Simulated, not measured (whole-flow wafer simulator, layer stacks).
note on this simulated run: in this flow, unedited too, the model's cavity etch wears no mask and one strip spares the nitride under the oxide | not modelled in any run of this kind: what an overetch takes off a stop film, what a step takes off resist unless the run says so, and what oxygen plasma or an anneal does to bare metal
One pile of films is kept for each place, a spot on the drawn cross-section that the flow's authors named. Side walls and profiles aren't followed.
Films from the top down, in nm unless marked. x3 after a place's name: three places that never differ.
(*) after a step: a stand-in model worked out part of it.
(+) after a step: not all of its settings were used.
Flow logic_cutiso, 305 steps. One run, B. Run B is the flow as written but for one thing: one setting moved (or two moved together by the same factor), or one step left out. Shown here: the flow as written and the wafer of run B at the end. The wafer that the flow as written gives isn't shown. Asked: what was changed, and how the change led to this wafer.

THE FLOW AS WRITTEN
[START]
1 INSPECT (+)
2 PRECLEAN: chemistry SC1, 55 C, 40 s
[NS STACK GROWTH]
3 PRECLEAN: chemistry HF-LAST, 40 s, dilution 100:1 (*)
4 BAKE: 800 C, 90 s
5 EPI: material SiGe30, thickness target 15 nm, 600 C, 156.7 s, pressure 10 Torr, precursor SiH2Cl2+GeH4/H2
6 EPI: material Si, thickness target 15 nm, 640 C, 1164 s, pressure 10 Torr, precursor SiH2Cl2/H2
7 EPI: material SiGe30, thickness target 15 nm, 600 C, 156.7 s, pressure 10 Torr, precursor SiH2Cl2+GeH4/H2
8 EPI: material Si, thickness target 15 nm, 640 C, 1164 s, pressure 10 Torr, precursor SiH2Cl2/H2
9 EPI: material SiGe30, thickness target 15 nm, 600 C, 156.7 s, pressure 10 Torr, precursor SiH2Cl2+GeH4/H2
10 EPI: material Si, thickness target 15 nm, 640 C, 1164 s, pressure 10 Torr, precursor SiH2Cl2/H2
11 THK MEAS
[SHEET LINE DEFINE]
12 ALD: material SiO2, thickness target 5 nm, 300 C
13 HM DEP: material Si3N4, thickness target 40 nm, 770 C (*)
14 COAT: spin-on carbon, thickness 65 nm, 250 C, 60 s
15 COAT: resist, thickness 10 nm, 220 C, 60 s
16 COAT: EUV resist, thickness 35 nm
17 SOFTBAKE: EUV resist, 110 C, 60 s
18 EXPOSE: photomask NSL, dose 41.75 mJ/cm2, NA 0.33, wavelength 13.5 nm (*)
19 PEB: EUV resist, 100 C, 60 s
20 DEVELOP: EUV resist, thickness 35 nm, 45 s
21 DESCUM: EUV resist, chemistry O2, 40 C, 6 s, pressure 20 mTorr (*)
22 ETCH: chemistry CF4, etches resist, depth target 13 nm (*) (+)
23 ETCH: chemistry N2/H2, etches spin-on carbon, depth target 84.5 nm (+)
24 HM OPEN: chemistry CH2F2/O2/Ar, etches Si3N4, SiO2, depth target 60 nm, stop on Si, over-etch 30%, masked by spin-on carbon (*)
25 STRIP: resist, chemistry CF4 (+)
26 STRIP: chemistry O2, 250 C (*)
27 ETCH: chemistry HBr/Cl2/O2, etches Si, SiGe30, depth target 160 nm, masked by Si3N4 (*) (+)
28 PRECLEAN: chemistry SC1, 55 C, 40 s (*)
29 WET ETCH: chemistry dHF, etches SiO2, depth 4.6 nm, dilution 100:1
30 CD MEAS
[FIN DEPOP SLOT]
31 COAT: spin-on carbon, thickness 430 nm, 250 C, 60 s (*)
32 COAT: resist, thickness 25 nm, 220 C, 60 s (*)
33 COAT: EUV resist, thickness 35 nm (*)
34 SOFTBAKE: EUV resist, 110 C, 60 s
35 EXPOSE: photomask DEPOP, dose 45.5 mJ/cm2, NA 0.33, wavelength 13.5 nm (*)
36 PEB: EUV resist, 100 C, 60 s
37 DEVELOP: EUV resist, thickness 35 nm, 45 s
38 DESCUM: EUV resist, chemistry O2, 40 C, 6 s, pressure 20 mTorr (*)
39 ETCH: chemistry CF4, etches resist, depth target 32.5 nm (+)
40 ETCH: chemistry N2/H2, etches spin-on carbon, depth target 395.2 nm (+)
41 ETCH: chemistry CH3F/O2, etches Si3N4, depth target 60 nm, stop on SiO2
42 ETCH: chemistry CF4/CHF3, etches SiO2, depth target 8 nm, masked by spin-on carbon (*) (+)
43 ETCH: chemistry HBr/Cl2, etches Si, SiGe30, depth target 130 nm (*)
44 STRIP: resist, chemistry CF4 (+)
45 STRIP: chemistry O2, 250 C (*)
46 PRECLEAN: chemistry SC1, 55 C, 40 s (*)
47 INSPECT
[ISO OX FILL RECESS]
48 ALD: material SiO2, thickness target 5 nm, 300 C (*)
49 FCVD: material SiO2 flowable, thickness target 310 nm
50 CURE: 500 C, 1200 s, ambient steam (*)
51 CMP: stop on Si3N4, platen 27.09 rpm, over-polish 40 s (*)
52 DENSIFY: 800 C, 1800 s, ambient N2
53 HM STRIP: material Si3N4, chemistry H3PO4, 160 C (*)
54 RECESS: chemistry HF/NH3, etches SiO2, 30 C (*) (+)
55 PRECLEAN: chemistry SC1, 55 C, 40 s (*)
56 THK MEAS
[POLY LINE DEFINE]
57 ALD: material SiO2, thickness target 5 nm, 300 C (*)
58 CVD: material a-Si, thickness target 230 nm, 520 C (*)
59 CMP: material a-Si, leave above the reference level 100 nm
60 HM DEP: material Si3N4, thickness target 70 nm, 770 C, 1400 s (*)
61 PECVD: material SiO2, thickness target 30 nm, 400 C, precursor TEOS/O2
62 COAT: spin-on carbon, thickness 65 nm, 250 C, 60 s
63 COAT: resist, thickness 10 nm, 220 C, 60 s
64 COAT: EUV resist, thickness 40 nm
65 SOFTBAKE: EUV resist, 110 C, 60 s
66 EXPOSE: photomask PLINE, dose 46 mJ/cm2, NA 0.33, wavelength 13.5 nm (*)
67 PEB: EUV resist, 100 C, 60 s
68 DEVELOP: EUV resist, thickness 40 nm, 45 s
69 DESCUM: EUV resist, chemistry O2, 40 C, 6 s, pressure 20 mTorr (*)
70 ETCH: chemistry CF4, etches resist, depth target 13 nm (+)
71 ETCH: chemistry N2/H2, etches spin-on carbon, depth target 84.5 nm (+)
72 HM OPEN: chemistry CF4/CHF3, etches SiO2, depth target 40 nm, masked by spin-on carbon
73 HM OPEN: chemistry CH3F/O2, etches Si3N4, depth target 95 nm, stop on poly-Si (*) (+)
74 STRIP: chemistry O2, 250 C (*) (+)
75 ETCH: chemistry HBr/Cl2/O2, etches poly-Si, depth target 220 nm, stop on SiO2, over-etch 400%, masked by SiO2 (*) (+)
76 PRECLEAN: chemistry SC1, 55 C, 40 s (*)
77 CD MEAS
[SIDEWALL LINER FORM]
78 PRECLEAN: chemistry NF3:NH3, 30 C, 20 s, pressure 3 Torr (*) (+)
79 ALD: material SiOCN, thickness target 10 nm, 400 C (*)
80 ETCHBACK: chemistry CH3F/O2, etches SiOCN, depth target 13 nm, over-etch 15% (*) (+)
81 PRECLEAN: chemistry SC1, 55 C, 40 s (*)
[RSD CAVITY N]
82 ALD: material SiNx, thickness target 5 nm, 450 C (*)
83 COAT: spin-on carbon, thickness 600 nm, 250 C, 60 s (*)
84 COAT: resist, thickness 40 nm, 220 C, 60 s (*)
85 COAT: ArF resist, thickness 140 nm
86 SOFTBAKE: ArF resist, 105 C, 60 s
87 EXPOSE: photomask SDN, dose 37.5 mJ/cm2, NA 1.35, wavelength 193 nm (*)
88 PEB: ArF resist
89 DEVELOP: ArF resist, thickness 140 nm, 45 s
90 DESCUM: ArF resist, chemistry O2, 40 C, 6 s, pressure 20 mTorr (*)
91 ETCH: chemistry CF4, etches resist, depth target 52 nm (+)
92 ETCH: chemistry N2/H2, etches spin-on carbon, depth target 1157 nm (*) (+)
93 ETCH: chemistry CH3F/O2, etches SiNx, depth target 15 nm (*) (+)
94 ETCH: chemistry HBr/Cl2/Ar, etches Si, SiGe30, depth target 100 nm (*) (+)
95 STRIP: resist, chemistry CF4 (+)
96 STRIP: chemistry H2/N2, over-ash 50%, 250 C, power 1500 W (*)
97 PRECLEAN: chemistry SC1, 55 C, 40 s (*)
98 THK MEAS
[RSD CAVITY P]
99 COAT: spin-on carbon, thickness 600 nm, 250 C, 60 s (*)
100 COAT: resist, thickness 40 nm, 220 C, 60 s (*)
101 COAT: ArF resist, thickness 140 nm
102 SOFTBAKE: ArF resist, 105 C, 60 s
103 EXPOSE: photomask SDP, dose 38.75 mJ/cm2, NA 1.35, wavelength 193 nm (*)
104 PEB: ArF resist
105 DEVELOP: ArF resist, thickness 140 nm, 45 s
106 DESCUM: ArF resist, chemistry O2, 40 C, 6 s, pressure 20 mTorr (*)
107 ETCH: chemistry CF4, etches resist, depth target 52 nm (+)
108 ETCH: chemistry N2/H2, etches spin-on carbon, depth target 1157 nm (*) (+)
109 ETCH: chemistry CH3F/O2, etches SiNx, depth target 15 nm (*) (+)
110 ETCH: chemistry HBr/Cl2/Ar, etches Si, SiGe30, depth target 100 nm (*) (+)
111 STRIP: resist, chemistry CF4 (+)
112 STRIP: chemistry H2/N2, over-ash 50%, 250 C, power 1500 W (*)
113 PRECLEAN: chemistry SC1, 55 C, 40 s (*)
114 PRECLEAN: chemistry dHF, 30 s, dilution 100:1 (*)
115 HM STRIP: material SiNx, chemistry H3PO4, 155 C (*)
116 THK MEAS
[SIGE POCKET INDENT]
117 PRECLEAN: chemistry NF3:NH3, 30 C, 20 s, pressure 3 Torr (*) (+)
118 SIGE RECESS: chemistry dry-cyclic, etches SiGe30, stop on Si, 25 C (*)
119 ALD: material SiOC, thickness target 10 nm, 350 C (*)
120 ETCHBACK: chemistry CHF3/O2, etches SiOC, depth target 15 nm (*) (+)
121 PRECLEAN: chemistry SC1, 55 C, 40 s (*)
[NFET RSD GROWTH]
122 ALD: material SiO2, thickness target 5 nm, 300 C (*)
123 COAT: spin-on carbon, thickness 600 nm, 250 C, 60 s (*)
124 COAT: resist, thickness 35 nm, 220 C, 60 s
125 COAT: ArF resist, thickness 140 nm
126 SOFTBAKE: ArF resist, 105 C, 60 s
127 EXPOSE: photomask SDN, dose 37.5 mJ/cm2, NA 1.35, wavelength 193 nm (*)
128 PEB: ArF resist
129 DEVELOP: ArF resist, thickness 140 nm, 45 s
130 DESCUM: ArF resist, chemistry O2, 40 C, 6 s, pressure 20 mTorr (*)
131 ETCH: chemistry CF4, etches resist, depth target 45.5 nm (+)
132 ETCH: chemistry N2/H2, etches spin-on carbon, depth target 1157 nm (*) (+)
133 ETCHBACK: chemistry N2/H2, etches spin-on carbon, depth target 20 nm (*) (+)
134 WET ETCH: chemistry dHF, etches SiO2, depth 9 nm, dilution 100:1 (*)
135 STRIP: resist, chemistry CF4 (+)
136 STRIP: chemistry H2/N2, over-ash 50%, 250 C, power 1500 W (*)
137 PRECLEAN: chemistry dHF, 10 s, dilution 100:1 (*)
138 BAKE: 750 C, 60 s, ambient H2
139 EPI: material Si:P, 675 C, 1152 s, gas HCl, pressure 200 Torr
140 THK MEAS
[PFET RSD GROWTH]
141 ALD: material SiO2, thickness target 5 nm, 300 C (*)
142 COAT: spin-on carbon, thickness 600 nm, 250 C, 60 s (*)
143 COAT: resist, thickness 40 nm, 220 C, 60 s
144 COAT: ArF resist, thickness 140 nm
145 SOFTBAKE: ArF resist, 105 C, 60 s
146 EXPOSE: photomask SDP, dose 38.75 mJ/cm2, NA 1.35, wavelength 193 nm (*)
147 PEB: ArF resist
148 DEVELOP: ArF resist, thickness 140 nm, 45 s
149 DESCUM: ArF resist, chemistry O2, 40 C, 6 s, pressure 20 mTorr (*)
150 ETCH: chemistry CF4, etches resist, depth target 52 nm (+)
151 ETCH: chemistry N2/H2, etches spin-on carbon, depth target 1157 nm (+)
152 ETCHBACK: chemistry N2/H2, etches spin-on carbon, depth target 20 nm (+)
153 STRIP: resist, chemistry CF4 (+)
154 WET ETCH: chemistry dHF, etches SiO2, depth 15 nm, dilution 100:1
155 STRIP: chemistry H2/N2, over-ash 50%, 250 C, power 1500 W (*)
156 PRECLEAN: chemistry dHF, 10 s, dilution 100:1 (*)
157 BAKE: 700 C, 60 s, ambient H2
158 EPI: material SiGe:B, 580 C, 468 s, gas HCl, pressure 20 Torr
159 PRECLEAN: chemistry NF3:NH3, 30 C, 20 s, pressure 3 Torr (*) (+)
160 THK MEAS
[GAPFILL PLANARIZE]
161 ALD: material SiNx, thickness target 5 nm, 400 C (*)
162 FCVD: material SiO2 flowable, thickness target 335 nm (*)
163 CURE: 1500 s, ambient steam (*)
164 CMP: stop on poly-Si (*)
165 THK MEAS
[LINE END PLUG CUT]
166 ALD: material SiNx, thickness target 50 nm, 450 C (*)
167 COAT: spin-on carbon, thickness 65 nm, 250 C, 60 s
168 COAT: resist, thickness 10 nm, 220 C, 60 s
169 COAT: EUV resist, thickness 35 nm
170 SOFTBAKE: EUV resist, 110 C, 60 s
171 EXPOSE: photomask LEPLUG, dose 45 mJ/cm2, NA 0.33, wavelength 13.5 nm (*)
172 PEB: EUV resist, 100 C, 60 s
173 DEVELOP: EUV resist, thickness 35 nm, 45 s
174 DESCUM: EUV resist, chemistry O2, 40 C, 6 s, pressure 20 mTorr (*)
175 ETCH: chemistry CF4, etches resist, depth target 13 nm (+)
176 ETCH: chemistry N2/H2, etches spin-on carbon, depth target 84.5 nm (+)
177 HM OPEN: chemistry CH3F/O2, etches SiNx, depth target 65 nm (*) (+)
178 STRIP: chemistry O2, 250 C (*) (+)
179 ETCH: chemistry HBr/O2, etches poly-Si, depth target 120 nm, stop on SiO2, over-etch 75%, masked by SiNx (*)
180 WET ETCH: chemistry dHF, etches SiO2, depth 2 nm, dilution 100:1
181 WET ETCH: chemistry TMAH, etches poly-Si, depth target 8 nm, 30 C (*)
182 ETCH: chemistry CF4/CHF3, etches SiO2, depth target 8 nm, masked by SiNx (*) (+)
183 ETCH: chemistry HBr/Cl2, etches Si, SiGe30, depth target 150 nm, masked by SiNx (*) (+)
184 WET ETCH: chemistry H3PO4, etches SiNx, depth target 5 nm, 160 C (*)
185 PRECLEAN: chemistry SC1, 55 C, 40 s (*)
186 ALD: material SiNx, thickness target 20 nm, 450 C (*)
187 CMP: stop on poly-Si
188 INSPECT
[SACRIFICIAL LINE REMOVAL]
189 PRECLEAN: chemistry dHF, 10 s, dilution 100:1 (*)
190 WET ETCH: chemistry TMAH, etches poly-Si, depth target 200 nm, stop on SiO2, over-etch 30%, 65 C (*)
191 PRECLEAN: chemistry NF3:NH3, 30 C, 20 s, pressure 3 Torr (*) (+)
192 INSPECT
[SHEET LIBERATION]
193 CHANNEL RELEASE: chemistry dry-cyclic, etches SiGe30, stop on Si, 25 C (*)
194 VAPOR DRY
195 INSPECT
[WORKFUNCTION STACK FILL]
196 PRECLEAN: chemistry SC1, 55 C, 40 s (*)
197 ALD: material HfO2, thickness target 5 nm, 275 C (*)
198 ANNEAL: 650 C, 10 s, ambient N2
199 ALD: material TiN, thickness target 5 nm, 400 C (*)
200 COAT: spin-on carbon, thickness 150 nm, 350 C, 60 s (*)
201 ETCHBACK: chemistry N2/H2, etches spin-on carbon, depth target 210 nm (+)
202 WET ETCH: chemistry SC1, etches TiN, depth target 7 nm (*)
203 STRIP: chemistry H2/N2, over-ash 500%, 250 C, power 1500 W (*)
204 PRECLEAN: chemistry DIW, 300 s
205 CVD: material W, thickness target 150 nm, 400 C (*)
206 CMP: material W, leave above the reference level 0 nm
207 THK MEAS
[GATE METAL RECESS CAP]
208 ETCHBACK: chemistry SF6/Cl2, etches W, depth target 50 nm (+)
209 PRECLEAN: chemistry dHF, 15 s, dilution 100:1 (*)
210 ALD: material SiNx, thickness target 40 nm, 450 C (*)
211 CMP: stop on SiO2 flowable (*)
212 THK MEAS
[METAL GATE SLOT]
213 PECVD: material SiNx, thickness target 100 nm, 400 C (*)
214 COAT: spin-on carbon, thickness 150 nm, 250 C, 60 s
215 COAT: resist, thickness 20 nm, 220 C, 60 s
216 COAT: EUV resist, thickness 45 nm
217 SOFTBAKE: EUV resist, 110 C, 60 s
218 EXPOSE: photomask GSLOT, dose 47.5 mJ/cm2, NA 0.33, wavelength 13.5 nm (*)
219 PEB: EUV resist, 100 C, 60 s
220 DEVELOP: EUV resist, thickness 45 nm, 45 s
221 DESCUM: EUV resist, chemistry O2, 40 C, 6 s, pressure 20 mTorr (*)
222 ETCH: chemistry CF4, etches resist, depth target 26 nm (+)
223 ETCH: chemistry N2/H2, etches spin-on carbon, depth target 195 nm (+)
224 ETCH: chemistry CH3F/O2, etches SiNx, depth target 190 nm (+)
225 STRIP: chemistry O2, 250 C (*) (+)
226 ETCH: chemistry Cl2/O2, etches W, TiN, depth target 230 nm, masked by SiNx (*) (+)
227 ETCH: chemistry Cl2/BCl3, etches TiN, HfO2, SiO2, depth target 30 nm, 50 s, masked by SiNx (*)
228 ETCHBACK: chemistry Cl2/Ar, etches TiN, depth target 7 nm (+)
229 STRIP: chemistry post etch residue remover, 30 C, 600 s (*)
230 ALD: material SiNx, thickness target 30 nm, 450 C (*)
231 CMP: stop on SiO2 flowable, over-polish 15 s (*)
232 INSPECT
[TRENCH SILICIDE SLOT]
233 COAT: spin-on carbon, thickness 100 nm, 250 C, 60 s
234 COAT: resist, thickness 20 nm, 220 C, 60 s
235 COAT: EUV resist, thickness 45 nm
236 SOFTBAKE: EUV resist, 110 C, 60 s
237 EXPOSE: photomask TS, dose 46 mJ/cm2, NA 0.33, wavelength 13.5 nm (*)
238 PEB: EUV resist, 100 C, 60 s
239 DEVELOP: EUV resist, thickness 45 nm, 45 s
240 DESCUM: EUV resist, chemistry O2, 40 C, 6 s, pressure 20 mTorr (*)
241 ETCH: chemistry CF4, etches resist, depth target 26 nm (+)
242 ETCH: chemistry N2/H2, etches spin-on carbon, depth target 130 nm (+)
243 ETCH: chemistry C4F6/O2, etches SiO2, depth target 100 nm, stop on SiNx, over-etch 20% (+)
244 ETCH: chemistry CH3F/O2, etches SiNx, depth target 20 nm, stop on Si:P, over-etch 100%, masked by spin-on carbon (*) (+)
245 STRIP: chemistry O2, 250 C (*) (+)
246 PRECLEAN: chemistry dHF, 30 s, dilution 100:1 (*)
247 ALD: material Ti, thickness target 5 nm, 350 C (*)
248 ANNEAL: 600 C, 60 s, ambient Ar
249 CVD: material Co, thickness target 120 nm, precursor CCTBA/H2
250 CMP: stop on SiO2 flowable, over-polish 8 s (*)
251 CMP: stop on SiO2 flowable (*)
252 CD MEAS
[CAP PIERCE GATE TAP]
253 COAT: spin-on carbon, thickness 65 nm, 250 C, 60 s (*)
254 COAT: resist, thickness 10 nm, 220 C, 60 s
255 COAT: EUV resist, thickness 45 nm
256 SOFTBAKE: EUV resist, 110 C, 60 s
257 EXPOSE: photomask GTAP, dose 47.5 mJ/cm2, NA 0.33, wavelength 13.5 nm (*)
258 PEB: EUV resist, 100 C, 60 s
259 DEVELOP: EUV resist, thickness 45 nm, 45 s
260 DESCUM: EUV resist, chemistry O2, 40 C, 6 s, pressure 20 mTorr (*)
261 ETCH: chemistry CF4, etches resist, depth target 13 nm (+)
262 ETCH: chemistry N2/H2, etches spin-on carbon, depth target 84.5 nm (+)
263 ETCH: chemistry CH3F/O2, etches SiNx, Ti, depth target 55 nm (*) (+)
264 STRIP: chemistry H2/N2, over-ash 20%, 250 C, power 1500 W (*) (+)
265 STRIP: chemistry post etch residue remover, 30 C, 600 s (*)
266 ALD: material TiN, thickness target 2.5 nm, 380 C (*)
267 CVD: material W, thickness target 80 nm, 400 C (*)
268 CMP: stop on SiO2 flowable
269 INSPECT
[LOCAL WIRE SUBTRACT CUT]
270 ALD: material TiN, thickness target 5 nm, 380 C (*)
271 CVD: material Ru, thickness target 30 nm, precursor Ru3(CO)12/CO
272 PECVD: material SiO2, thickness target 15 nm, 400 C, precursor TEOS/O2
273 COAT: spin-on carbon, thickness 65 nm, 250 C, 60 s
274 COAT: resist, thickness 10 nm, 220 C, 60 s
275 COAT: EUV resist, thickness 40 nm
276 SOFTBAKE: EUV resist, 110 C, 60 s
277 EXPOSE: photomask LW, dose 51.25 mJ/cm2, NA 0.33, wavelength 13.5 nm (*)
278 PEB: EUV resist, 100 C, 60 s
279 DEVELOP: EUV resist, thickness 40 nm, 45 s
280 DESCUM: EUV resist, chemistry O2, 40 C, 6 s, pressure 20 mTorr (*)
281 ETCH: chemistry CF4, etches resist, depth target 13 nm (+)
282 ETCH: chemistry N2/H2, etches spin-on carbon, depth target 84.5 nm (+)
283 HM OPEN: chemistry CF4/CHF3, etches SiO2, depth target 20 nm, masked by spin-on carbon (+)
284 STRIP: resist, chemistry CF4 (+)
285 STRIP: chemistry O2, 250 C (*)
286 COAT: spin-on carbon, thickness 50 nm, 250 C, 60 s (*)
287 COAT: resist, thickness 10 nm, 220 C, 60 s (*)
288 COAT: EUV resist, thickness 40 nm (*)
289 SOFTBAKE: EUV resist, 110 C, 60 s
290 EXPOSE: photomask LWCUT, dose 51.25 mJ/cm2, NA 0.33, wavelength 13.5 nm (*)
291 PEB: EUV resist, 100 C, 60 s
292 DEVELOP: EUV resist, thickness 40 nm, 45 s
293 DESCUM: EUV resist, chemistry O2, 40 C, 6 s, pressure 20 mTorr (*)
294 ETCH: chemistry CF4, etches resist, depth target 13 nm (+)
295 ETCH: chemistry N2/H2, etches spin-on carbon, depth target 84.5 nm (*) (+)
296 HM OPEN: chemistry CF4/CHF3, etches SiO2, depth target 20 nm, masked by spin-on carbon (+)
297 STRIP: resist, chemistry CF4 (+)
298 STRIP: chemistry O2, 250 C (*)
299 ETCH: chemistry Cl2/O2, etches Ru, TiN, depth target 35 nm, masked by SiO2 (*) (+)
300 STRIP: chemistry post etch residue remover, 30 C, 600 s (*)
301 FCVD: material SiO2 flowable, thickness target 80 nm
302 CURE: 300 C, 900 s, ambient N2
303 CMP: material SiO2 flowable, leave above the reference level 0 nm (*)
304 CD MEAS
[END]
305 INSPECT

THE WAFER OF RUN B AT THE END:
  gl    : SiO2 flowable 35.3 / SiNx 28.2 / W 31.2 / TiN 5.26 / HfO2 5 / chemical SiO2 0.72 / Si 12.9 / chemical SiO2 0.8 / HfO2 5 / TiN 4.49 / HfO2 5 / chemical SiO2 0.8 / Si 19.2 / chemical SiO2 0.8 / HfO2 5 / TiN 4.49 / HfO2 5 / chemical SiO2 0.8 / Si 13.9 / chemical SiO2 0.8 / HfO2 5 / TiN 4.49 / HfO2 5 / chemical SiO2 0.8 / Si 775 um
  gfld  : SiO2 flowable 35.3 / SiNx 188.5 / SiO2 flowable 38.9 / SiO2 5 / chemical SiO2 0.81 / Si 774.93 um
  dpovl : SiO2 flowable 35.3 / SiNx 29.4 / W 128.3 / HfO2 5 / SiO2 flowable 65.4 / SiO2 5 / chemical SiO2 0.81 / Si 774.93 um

The cause: step 8, EPI: 1572 s was run, where the flow has 1164 s.

How the change led to this, step by step:
  8 EPI: material Si, thickness target 15 nm, 640 C, 1164 s, pressure 10 Torr, precursor SiH2Cl2/H2
      depop, dpovl, gfld and 19 more: Si +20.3 (new film) (as written it would be: Si +15 (new film))
  27 ETCH: chemistry HBr/Cl2/O2, etches Si, SiGe30, depth target 160 nm, masked by Si3N4 (*) (+)
      gfld, gxf, iso, lnri: chemical SiO2 -0.79 (all of it), Si -11.4 (all of it), SiGe30 -15 (all of it), Si -20.3 (all of it), SiGe30 -15 (all of it), Si -15 (all of it), SiGe30 -15 (all of it), Si -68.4 (as written it would be: chemical SiO2 -0.79 (all of it), Si -11.4 (all of it), SiGe30 -15 (all of it), Si -15 (all of it), SiGe30 -15 (all of it), Si -15 (all of it), SiGe30 -15 (all of it), Si -73.6)
      dpovl, nsgap: chemical SiO2 -0.79 (all of it), Si -11.8 (all of it), SiGe30 -15 (all of it), Si -20.3 (all of it), SiGe30 -15 (all of it), Si -15 (all of it), SiGe30 -15 (all of it), Si -68 (as written it would be: chemical SiO2 -0.79 (all of it), Si -11.8 (all of it), SiGe30 -15 (all of it), Si -15 (all of it), SiGe30 -15 (all of it), Si -15 (all of it), SiGe30 -15 (all of it), Si -73.2)
      (and at 1 more place)
  43 ETCH: chemistry HBr/Cl2, etches Si, SiGe30, depth target 130 nm (*)
      depop: Si -14 (all of it), SiGe30 -15 (all of it), Si -20.3 (all of it), SiGe30 -15 (all of it), Si -15 (all of it), SiGe30 -15 (all of it), Si -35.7 (as written it would be: Si -14 (all of it), SiGe30 -15 (all of it), Si -15 (all of it), SiGe30 -15 (all of it), Si -15 (all of it), SiGe30 -15 (all of it), Si -41)
  94 ETCH: chemistry HBr/Cl2/Ar, etches Si, SiGe30, depth target 100 nm (*) (+)
      rsdn, rsdx: chemical SiO2 -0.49 (all of it), Si -12.8 (all of it), SiGe30 -15 (all of it), Si -20.3 (all of it), SiGe30 -15 (all of it), Si -15 (all of it), SiGe30 -15 (all of it), Si -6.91 (as written it would be: chemical SiO2 -0.49 (all of it), Si -12.8 (all of it), SiGe30 -15 (all of it), Si -15 (all of it), SiGe30 -15 (all of it), Si -15 (all of it), SiGe30 -15 (all of it), Si -12.2)
  110 ETCH: chemistry HBr/Cl2/Ar, etches Si, SiGe30, depth target 100 nm (*) (+)
      rsdp, rsdw: chemical SiO2 -0.49 (all of it), Si -12.8 (all of it), SiGe30 -15 (all of it), Si -20.3 (all of it), SiGe30 -15 (all of it), Si -15 (all of it), SiGe30 -15 (all of it), Si -6.91 (as written it would be: chemical SiO2 -0.49 (all of it), Si -12.8 (all of it), SiGe30 -15 (all of it), Si -15 (all of it), SiGe30 -15 (all of it), Si -15 (all of it), SiGe30 -15 (all of it), Si -12.2)
  183 ETCH: chemistry HBr/Cl2, etches Si, SiGe30, depth target 150 nm, masked by SiNx (*) (+)
      plug: Si -13.6 (all of it), SiGe30 -15 (all of it), Si -20.3 (all of it), SiGe30 -15 (all of it), Si -15 (all of it), SiGe30 -15 (all of it), Si -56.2 (as written it would be: Si -13.6 (all of it), SiGe30 -15 (all of it), Si -15 (all of it), SiGe30 -15 (all of it), Si -15 (all of it), SiGe30 -15 (all of it), Si -61.4)
